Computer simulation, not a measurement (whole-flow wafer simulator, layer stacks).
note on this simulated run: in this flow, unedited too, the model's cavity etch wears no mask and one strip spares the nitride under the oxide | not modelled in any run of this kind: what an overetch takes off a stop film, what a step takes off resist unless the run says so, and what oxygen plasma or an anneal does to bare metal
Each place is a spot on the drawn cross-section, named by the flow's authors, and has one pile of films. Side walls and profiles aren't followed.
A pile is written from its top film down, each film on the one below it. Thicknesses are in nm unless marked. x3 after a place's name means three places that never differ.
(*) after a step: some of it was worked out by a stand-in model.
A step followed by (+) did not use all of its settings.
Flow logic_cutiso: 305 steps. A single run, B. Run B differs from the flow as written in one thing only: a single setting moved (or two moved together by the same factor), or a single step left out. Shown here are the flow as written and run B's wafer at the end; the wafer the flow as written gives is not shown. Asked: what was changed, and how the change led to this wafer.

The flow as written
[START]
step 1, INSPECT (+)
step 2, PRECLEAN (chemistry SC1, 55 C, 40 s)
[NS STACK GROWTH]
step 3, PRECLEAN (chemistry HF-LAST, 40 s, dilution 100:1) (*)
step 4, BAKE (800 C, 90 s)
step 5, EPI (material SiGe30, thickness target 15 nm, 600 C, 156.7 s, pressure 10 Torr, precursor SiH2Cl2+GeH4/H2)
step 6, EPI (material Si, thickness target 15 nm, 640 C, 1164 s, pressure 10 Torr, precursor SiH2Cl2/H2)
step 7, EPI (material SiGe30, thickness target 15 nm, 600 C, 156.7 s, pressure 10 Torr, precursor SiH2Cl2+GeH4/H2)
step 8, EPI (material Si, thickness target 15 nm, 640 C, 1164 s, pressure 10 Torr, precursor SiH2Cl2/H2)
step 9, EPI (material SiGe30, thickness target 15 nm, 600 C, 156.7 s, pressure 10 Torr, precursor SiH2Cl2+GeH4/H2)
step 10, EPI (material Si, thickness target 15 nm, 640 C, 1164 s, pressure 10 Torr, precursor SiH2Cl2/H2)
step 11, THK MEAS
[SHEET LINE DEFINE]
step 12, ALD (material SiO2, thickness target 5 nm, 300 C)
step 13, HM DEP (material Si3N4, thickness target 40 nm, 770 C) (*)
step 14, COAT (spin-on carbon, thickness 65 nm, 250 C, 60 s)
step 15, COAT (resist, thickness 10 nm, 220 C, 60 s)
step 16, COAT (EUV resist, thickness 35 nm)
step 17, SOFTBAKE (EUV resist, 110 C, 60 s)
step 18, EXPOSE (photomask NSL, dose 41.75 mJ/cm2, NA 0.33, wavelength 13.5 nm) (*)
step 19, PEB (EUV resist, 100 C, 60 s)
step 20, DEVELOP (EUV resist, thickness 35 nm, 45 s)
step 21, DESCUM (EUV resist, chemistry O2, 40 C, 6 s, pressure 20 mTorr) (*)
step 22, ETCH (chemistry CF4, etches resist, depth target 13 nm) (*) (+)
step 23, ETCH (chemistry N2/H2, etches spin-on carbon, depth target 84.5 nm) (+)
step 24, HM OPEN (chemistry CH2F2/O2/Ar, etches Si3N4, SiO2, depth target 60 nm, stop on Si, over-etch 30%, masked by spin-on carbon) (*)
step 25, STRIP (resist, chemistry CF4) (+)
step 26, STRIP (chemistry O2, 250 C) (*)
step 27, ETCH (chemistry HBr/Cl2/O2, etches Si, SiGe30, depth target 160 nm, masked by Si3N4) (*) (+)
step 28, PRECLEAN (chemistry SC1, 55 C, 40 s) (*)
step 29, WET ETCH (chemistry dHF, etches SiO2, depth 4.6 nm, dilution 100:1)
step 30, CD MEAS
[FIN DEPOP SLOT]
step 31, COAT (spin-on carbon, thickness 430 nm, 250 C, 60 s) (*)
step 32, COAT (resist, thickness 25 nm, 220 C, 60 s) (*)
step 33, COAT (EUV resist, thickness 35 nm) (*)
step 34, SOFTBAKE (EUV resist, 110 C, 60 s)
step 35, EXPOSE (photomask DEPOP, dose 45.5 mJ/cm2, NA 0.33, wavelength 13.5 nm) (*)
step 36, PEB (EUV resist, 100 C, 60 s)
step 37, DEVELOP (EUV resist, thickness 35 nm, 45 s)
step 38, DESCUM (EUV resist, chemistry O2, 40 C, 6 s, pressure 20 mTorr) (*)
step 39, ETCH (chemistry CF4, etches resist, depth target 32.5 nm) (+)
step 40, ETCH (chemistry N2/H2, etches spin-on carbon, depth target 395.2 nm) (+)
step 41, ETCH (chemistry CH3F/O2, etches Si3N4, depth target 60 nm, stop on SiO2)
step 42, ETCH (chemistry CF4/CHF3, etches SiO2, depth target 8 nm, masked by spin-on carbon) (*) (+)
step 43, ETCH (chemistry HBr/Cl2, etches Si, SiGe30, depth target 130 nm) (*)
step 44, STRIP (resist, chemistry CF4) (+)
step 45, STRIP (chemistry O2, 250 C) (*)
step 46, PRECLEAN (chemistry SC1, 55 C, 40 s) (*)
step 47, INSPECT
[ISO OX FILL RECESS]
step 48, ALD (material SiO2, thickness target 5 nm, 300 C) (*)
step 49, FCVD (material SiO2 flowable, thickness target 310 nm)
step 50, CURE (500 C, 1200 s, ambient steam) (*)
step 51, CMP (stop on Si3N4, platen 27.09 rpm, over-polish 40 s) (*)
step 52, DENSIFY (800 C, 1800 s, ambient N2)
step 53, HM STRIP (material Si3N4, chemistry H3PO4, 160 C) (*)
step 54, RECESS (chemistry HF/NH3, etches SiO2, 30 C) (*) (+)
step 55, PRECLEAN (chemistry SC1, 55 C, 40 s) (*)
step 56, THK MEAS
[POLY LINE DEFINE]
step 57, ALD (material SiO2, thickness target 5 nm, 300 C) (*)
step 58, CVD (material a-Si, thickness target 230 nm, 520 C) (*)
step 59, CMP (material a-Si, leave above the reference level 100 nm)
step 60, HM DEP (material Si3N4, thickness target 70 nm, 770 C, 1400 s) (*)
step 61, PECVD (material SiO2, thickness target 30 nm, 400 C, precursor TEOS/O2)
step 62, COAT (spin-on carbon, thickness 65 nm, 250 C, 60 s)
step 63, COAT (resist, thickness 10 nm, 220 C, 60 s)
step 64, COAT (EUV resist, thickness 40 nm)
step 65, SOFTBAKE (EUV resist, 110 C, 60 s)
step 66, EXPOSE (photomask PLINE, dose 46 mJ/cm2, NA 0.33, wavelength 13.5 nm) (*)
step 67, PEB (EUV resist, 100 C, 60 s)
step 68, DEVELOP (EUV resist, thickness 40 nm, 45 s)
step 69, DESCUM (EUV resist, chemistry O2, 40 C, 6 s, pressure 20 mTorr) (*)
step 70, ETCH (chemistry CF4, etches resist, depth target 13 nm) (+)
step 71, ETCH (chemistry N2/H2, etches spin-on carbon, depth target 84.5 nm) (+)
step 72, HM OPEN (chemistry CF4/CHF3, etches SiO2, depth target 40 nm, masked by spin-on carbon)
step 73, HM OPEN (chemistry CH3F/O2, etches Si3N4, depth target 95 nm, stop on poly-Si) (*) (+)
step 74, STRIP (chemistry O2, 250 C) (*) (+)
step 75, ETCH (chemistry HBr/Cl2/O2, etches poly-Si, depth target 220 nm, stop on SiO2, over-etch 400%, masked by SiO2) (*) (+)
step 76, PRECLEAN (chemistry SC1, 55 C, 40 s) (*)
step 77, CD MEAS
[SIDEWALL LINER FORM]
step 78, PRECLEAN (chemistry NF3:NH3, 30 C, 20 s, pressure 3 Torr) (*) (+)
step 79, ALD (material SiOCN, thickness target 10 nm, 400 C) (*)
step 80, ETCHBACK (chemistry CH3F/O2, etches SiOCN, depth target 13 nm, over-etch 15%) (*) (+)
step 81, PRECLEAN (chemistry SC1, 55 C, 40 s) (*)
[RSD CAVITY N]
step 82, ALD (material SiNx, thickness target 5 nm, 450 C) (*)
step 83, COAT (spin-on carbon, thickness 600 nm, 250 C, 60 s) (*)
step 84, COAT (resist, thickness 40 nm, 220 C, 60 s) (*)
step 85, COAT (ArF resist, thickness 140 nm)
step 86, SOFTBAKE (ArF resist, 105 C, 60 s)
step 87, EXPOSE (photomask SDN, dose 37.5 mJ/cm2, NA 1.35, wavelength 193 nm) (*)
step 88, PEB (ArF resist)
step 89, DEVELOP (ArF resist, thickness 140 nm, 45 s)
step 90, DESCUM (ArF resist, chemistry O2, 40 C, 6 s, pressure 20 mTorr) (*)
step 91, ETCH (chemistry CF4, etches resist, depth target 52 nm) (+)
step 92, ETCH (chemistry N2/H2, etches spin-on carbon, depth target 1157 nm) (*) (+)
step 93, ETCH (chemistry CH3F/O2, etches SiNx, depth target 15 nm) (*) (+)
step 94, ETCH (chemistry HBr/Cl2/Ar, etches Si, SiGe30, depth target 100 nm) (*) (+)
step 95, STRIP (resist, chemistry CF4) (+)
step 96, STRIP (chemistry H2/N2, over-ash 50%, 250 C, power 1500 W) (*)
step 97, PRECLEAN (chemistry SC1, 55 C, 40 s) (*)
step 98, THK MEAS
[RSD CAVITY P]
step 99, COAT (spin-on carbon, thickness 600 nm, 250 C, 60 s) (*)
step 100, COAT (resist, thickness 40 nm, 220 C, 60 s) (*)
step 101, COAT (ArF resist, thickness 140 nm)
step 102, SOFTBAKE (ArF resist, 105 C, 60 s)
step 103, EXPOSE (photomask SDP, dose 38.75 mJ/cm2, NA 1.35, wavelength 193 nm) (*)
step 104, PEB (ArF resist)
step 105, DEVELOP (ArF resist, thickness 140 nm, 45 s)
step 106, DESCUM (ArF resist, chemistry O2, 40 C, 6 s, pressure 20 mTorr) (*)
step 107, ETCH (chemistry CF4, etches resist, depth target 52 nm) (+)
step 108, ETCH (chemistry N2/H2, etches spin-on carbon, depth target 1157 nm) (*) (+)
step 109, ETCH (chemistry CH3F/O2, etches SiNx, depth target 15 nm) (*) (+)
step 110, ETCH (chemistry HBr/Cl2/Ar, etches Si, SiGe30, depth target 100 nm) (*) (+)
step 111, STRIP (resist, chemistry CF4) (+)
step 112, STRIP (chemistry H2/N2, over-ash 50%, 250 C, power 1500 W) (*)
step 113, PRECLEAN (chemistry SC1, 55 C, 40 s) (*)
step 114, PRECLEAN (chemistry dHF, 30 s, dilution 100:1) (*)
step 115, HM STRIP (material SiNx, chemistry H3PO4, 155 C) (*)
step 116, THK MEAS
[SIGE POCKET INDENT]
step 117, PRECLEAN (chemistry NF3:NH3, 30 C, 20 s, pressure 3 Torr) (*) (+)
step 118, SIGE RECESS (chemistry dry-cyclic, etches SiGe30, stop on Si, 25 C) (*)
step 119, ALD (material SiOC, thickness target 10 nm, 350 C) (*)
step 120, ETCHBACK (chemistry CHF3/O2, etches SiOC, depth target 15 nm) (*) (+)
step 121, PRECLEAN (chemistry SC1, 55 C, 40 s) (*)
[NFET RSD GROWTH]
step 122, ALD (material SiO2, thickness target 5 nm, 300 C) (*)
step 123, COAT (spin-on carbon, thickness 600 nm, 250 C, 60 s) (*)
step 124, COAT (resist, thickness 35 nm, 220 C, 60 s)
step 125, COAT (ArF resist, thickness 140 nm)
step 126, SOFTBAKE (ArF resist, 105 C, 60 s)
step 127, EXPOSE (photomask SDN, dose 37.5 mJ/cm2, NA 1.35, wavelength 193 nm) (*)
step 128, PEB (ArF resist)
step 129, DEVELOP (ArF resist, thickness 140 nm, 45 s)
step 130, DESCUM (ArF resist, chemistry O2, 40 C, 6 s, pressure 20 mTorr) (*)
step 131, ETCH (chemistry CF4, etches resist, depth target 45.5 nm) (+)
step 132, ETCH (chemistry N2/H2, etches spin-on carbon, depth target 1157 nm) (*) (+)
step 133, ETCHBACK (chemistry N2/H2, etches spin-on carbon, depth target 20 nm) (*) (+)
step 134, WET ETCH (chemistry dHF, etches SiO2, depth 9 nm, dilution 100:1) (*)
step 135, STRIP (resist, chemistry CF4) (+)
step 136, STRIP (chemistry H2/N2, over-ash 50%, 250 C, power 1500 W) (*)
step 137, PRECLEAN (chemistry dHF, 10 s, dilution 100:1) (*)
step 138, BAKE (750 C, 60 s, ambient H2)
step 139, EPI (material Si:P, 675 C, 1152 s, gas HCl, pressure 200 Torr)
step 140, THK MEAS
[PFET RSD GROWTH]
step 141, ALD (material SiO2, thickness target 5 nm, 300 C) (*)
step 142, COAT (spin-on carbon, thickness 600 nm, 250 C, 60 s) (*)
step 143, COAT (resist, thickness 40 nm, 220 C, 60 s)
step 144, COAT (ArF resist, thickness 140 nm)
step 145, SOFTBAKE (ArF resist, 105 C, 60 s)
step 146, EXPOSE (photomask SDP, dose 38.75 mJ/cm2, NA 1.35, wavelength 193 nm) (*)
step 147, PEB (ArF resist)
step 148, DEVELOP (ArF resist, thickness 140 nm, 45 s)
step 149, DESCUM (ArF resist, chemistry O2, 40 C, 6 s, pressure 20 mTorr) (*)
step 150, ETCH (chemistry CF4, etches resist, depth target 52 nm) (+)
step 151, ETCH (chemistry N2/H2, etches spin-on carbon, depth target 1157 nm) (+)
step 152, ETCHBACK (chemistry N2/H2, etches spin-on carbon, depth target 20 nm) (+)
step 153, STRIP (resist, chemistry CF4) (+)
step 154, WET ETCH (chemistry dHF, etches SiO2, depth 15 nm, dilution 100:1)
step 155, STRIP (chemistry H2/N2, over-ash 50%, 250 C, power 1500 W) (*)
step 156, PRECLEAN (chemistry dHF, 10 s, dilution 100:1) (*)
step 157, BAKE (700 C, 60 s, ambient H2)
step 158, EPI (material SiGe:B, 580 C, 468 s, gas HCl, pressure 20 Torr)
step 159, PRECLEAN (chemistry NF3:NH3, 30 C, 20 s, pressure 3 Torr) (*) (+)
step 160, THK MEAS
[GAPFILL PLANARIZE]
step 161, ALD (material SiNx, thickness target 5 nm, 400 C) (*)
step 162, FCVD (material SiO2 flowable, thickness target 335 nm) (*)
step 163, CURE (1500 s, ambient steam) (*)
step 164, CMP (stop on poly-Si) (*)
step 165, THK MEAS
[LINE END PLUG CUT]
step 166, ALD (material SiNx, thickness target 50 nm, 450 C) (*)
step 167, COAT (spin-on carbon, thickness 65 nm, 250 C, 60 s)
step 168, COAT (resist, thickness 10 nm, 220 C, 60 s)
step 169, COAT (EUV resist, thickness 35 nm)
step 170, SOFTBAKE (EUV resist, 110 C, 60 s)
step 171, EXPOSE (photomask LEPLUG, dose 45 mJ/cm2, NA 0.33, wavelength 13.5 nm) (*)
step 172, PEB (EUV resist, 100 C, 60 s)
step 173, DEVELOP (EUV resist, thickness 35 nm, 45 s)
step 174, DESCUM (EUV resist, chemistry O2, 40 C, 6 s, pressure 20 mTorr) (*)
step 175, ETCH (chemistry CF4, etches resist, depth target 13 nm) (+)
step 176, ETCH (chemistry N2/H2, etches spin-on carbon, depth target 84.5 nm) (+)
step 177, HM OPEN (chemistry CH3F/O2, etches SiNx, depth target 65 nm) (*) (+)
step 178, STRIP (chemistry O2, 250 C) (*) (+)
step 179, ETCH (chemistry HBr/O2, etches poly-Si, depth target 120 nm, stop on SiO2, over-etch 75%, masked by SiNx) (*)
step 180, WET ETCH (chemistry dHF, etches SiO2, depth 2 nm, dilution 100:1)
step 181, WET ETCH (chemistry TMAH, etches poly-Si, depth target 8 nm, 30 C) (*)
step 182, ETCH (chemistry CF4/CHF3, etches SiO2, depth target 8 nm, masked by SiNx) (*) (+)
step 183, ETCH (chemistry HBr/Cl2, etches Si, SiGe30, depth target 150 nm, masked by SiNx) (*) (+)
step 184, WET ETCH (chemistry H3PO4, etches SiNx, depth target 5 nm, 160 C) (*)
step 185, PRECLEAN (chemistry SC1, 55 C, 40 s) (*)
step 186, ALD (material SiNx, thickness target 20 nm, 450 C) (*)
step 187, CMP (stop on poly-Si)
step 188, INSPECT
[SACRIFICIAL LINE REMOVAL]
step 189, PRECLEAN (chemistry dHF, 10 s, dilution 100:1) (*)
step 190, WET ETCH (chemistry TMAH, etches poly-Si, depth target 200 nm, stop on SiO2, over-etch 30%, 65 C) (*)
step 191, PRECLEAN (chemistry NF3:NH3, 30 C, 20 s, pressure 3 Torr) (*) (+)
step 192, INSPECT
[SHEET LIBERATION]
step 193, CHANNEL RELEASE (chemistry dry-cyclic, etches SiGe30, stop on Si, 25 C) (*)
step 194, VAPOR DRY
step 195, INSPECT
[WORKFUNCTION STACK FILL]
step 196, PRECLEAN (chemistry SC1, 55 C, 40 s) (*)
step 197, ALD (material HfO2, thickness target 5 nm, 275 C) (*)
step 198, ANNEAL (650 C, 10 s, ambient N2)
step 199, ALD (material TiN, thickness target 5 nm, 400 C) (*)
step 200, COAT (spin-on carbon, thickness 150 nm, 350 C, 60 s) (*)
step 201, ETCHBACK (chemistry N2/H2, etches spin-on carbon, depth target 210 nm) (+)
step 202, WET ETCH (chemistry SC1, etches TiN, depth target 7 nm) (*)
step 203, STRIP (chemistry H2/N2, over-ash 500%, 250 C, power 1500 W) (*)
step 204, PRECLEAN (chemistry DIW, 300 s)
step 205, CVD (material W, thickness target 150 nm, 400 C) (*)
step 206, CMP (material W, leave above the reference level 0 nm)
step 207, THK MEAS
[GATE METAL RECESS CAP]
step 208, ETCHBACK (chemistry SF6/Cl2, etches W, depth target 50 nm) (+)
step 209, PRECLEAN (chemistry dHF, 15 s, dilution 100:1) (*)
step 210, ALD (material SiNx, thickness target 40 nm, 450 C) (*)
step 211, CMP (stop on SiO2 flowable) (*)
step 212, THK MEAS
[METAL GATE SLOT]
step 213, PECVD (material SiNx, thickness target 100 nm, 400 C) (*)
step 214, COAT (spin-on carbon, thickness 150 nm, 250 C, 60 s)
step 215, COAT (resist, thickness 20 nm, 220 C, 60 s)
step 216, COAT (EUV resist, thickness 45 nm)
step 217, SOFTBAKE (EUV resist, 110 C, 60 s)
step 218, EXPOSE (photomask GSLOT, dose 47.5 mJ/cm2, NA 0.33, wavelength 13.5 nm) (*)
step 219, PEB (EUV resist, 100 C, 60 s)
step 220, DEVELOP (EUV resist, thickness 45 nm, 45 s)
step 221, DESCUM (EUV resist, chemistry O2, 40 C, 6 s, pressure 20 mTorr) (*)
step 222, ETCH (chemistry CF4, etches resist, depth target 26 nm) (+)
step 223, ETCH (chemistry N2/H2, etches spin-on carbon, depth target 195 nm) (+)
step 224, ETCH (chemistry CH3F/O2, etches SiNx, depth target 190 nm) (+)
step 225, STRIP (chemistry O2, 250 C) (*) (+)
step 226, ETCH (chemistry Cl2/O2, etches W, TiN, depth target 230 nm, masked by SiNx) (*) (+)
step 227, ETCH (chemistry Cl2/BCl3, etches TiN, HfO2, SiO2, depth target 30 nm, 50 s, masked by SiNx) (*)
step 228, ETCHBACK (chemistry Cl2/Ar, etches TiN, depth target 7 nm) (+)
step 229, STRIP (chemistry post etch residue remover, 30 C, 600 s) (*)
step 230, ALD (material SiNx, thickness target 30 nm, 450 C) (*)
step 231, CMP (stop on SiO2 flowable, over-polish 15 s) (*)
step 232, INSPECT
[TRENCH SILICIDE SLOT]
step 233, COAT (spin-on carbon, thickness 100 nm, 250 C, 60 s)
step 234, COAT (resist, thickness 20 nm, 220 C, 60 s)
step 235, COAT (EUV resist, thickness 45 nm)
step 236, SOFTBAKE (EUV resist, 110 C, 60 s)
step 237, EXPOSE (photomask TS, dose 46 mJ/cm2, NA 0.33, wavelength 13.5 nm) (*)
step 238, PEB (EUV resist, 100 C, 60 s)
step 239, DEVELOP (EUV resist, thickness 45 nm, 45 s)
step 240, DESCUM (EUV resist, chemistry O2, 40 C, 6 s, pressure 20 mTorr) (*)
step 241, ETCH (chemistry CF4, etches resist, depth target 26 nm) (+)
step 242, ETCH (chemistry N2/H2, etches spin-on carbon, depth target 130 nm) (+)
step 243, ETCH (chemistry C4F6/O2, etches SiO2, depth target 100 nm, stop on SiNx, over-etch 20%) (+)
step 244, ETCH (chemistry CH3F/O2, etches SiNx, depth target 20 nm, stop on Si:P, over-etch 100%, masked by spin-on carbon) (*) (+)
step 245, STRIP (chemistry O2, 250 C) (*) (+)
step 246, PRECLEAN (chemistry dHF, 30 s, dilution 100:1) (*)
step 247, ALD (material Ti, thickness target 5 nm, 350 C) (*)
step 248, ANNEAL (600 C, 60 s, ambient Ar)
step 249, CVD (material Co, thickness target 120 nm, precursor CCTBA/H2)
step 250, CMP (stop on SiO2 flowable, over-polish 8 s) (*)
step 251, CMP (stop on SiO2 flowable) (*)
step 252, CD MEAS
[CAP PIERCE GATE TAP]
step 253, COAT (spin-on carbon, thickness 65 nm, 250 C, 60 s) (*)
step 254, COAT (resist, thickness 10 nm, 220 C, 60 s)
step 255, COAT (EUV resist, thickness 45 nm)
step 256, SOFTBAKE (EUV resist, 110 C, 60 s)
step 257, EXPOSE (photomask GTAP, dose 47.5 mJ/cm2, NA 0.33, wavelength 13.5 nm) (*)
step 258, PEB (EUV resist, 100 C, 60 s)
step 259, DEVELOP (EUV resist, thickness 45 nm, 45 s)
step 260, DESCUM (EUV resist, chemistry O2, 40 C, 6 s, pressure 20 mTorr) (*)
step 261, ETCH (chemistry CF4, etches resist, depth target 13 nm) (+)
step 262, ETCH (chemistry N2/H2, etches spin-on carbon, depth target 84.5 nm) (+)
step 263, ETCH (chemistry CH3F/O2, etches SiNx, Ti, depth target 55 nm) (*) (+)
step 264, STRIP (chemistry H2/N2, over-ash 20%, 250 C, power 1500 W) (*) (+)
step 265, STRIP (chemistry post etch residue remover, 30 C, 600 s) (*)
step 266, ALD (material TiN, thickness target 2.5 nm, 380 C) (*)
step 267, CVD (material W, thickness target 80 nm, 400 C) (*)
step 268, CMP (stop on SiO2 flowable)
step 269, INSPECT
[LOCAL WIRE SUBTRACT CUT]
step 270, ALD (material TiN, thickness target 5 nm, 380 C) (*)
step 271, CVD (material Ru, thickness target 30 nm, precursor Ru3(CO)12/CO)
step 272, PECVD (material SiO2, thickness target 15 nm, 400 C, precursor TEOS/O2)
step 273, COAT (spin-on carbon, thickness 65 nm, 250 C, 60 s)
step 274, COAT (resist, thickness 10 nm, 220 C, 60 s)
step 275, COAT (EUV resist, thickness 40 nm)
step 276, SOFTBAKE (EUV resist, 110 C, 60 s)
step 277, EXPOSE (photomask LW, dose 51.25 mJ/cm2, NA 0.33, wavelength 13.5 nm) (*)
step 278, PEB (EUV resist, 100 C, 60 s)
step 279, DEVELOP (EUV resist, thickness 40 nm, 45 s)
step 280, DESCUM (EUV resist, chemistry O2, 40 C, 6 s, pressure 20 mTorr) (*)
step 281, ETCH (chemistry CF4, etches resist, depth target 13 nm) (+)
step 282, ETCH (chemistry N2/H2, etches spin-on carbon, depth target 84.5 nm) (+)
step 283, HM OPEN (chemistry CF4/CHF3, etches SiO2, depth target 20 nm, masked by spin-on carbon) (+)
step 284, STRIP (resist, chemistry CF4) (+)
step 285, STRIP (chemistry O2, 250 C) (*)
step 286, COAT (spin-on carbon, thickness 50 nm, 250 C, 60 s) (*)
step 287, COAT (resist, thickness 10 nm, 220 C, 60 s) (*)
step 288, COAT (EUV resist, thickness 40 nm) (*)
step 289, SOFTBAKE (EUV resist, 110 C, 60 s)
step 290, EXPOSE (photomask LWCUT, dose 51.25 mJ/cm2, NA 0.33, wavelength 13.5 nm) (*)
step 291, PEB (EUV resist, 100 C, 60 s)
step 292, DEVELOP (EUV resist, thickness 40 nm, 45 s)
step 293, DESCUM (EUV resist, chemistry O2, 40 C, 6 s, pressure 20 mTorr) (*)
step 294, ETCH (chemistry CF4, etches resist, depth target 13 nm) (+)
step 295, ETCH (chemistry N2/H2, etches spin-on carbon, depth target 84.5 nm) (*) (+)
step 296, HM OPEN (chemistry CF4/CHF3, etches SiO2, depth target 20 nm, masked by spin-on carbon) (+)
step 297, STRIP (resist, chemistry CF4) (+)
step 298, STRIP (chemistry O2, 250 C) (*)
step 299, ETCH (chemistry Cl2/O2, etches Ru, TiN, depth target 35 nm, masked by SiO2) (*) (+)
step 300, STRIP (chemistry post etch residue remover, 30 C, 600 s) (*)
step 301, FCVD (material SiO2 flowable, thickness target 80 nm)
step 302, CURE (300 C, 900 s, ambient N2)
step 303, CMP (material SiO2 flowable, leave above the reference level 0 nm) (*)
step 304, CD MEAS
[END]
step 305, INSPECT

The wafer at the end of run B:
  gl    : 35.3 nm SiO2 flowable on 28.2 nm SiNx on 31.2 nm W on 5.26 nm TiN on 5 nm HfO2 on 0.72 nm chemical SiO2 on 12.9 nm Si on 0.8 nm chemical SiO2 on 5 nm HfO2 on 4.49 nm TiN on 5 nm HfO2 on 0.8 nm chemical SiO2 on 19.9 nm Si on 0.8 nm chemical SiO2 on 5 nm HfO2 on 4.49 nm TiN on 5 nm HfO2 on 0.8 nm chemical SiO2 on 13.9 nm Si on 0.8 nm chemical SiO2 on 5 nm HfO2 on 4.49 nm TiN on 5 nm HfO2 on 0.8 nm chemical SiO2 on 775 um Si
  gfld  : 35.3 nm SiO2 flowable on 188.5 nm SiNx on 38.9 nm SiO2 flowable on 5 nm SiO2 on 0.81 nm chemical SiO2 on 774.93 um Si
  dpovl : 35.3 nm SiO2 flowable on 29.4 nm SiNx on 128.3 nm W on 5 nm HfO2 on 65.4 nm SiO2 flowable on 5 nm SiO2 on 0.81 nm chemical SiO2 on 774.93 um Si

Cause: step 8, EPI: thickness target 21 nm was run, while the flow as written has thickness target 15 nm; step 8, EPI: 1630 s was run, where the flow has 1164 s.

The path from the change to this, step by step:
  step 8, EPI (material Si, thickness target 15 nm, 640 C, 1164 s, pressure 10 Torr, precursor SiH2Cl2/H2)
      depop, dpovl, gfld and 19 more: Si gains 21 (new film) (as written it would have been: Si gains 15 (new film))
  step 27, ETCH (chemistry HBr/Cl2/O2, etches Si, SiGe30, depth target 160 nm, masked by Si3N4) (*) (+)
      gfld, gxf, iso, lnri: chemical SiO2 loses 0.79 (all of it), Si loses 11.4 (all of it), SiGe30 loses 15 (all of it), Si loses 21 (all of it), SiGe30 loses 15 (all of it), Si loses 15 (all of it), SiGe30 loses 15 (all of it), Si loses 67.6 (as written it would have been: chemical SiO2 loses 0.79 (all of it), Si loses 11.4 (all of it), SiGe30 loses 15 (all of it), Si loses 15 (all of it), SiGe30 loses 15 (all of it), Si loses 15 (all of it), SiGe30 loses 15 (all of it), Si loses 73.6)
      dpovl, nsgap: chemical SiO2 loses 0.79 (all of it), Si loses 11.8 (all of it), SiGe30 loses 15 (all of it), Si loses 21 (all of it), SiGe30 loses 15 (all of it), Si loses 15 (all of it), SiGe30 loses 15 (all of it), Si loses 67.2 (as written it would have been: chemical SiO2 loses 0.79 (all of it), Si loses 11.8 (all of it), SiGe30 loses 15 (all of it), Si loses 15 (all of it), SiGe30 loses 15 (all of it), Si loses 15 (all of it), SiGe30 loses 15 (all of it), Si loses 73.2)
      (also at 1 further place)
  step 43, ETCH (chemistry HBr/Cl2, etches Si, SiGe30, depth target 130 nm) (*)
      depop: Si loses 14 (all of it), SiGe30 loses 15 (all of it), Si loses 21 (all of it), SiGe30 loses 15 (all of it), Si loses 15 (all of it), SiGe30 loses 15 (all of it), Si loses 35 (as written it would have been: Si loses 14 (all of it), SiGe30 loses 15 (all of it), Si loses 15 (all of it), SiGe30 loses 15 (all of it), Si loses 15 (all of it), SiGe30 loses 15 (all of it), Si loses 41)
  step 94, ETCH (chemistry HBr/Cl2/Ar, etches Si, SiGe30, depth target 100 nm) (*) (+)
      rsdn, rsdx: chemical SiO2 loses 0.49 (all of it), Si loses 12.8 (all of it), SiGe30 loses 15 (all of it), Si loses 21 (all of it), SiGe30 loses 15 (all of it), Si loses 15 (all of it), SiGe30 loses 15 (all of it), Si loses 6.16 (as written it would have been: chemical SiO2 loses 0.49 (all of it), Si loses 12.8 (all of it), SiGe30 loses 15 (all of it), Si loses 15 (all of it), SiGe30 loses 15 (all of it), Si loses 15 (all of it), SiGe30 loses 15 (all of it), Si loses 12.2)
  step 110, ETCH (chemistry HBr/Cl2/Ar, etches Si, SiGe30, depth target 100 nm) (*) (+)
      rsdp, rsdw: chemical SiO2 loses 0.49 (all of it), Si loses 12.8 (all of it), SiGe30 loses 15 (all of it), Si loses 21 (all of it), SiGe30 loses 15 (all of it), Si loses 15 (all of it), SiGe30 loses 15 (all of it), Si loses 6.16 (as written it would have been: chemical SiO2 loses 0.49 (all of it), Si loses 12.8 (all of it), SiGe30 loses 15 (all of it), Si loses 15 (all of it), SiGe30 loses 15 (all of it), Si loses 15 (all of it), SiGe30 loses 15 (all of it), Si loses 12.2)
  step 183, ETCH (chemistry HBr/Cl2, etches Si, SiGe30, depth target 150 nm, masked by SiNx) (*) (+)
      plug: Si loses 13.6 (all of it), SiGe30 loses 15 (all of it), Si loses 21 (all of it), SiGe30 loses 15 (all of it), Si loses 15 (all of it), SiGe30 loses 15 (all of it), Si loses 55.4 (as written it would have been: Si loses 13.6 (all of it), SiGe30 loses 15 (all of it), Si loses 15 (all of it), SiGe30 loses 15 (all of it), Si loses 15 (all of it), SiGe30 loses 15 (all of it), Si loses 61.4)
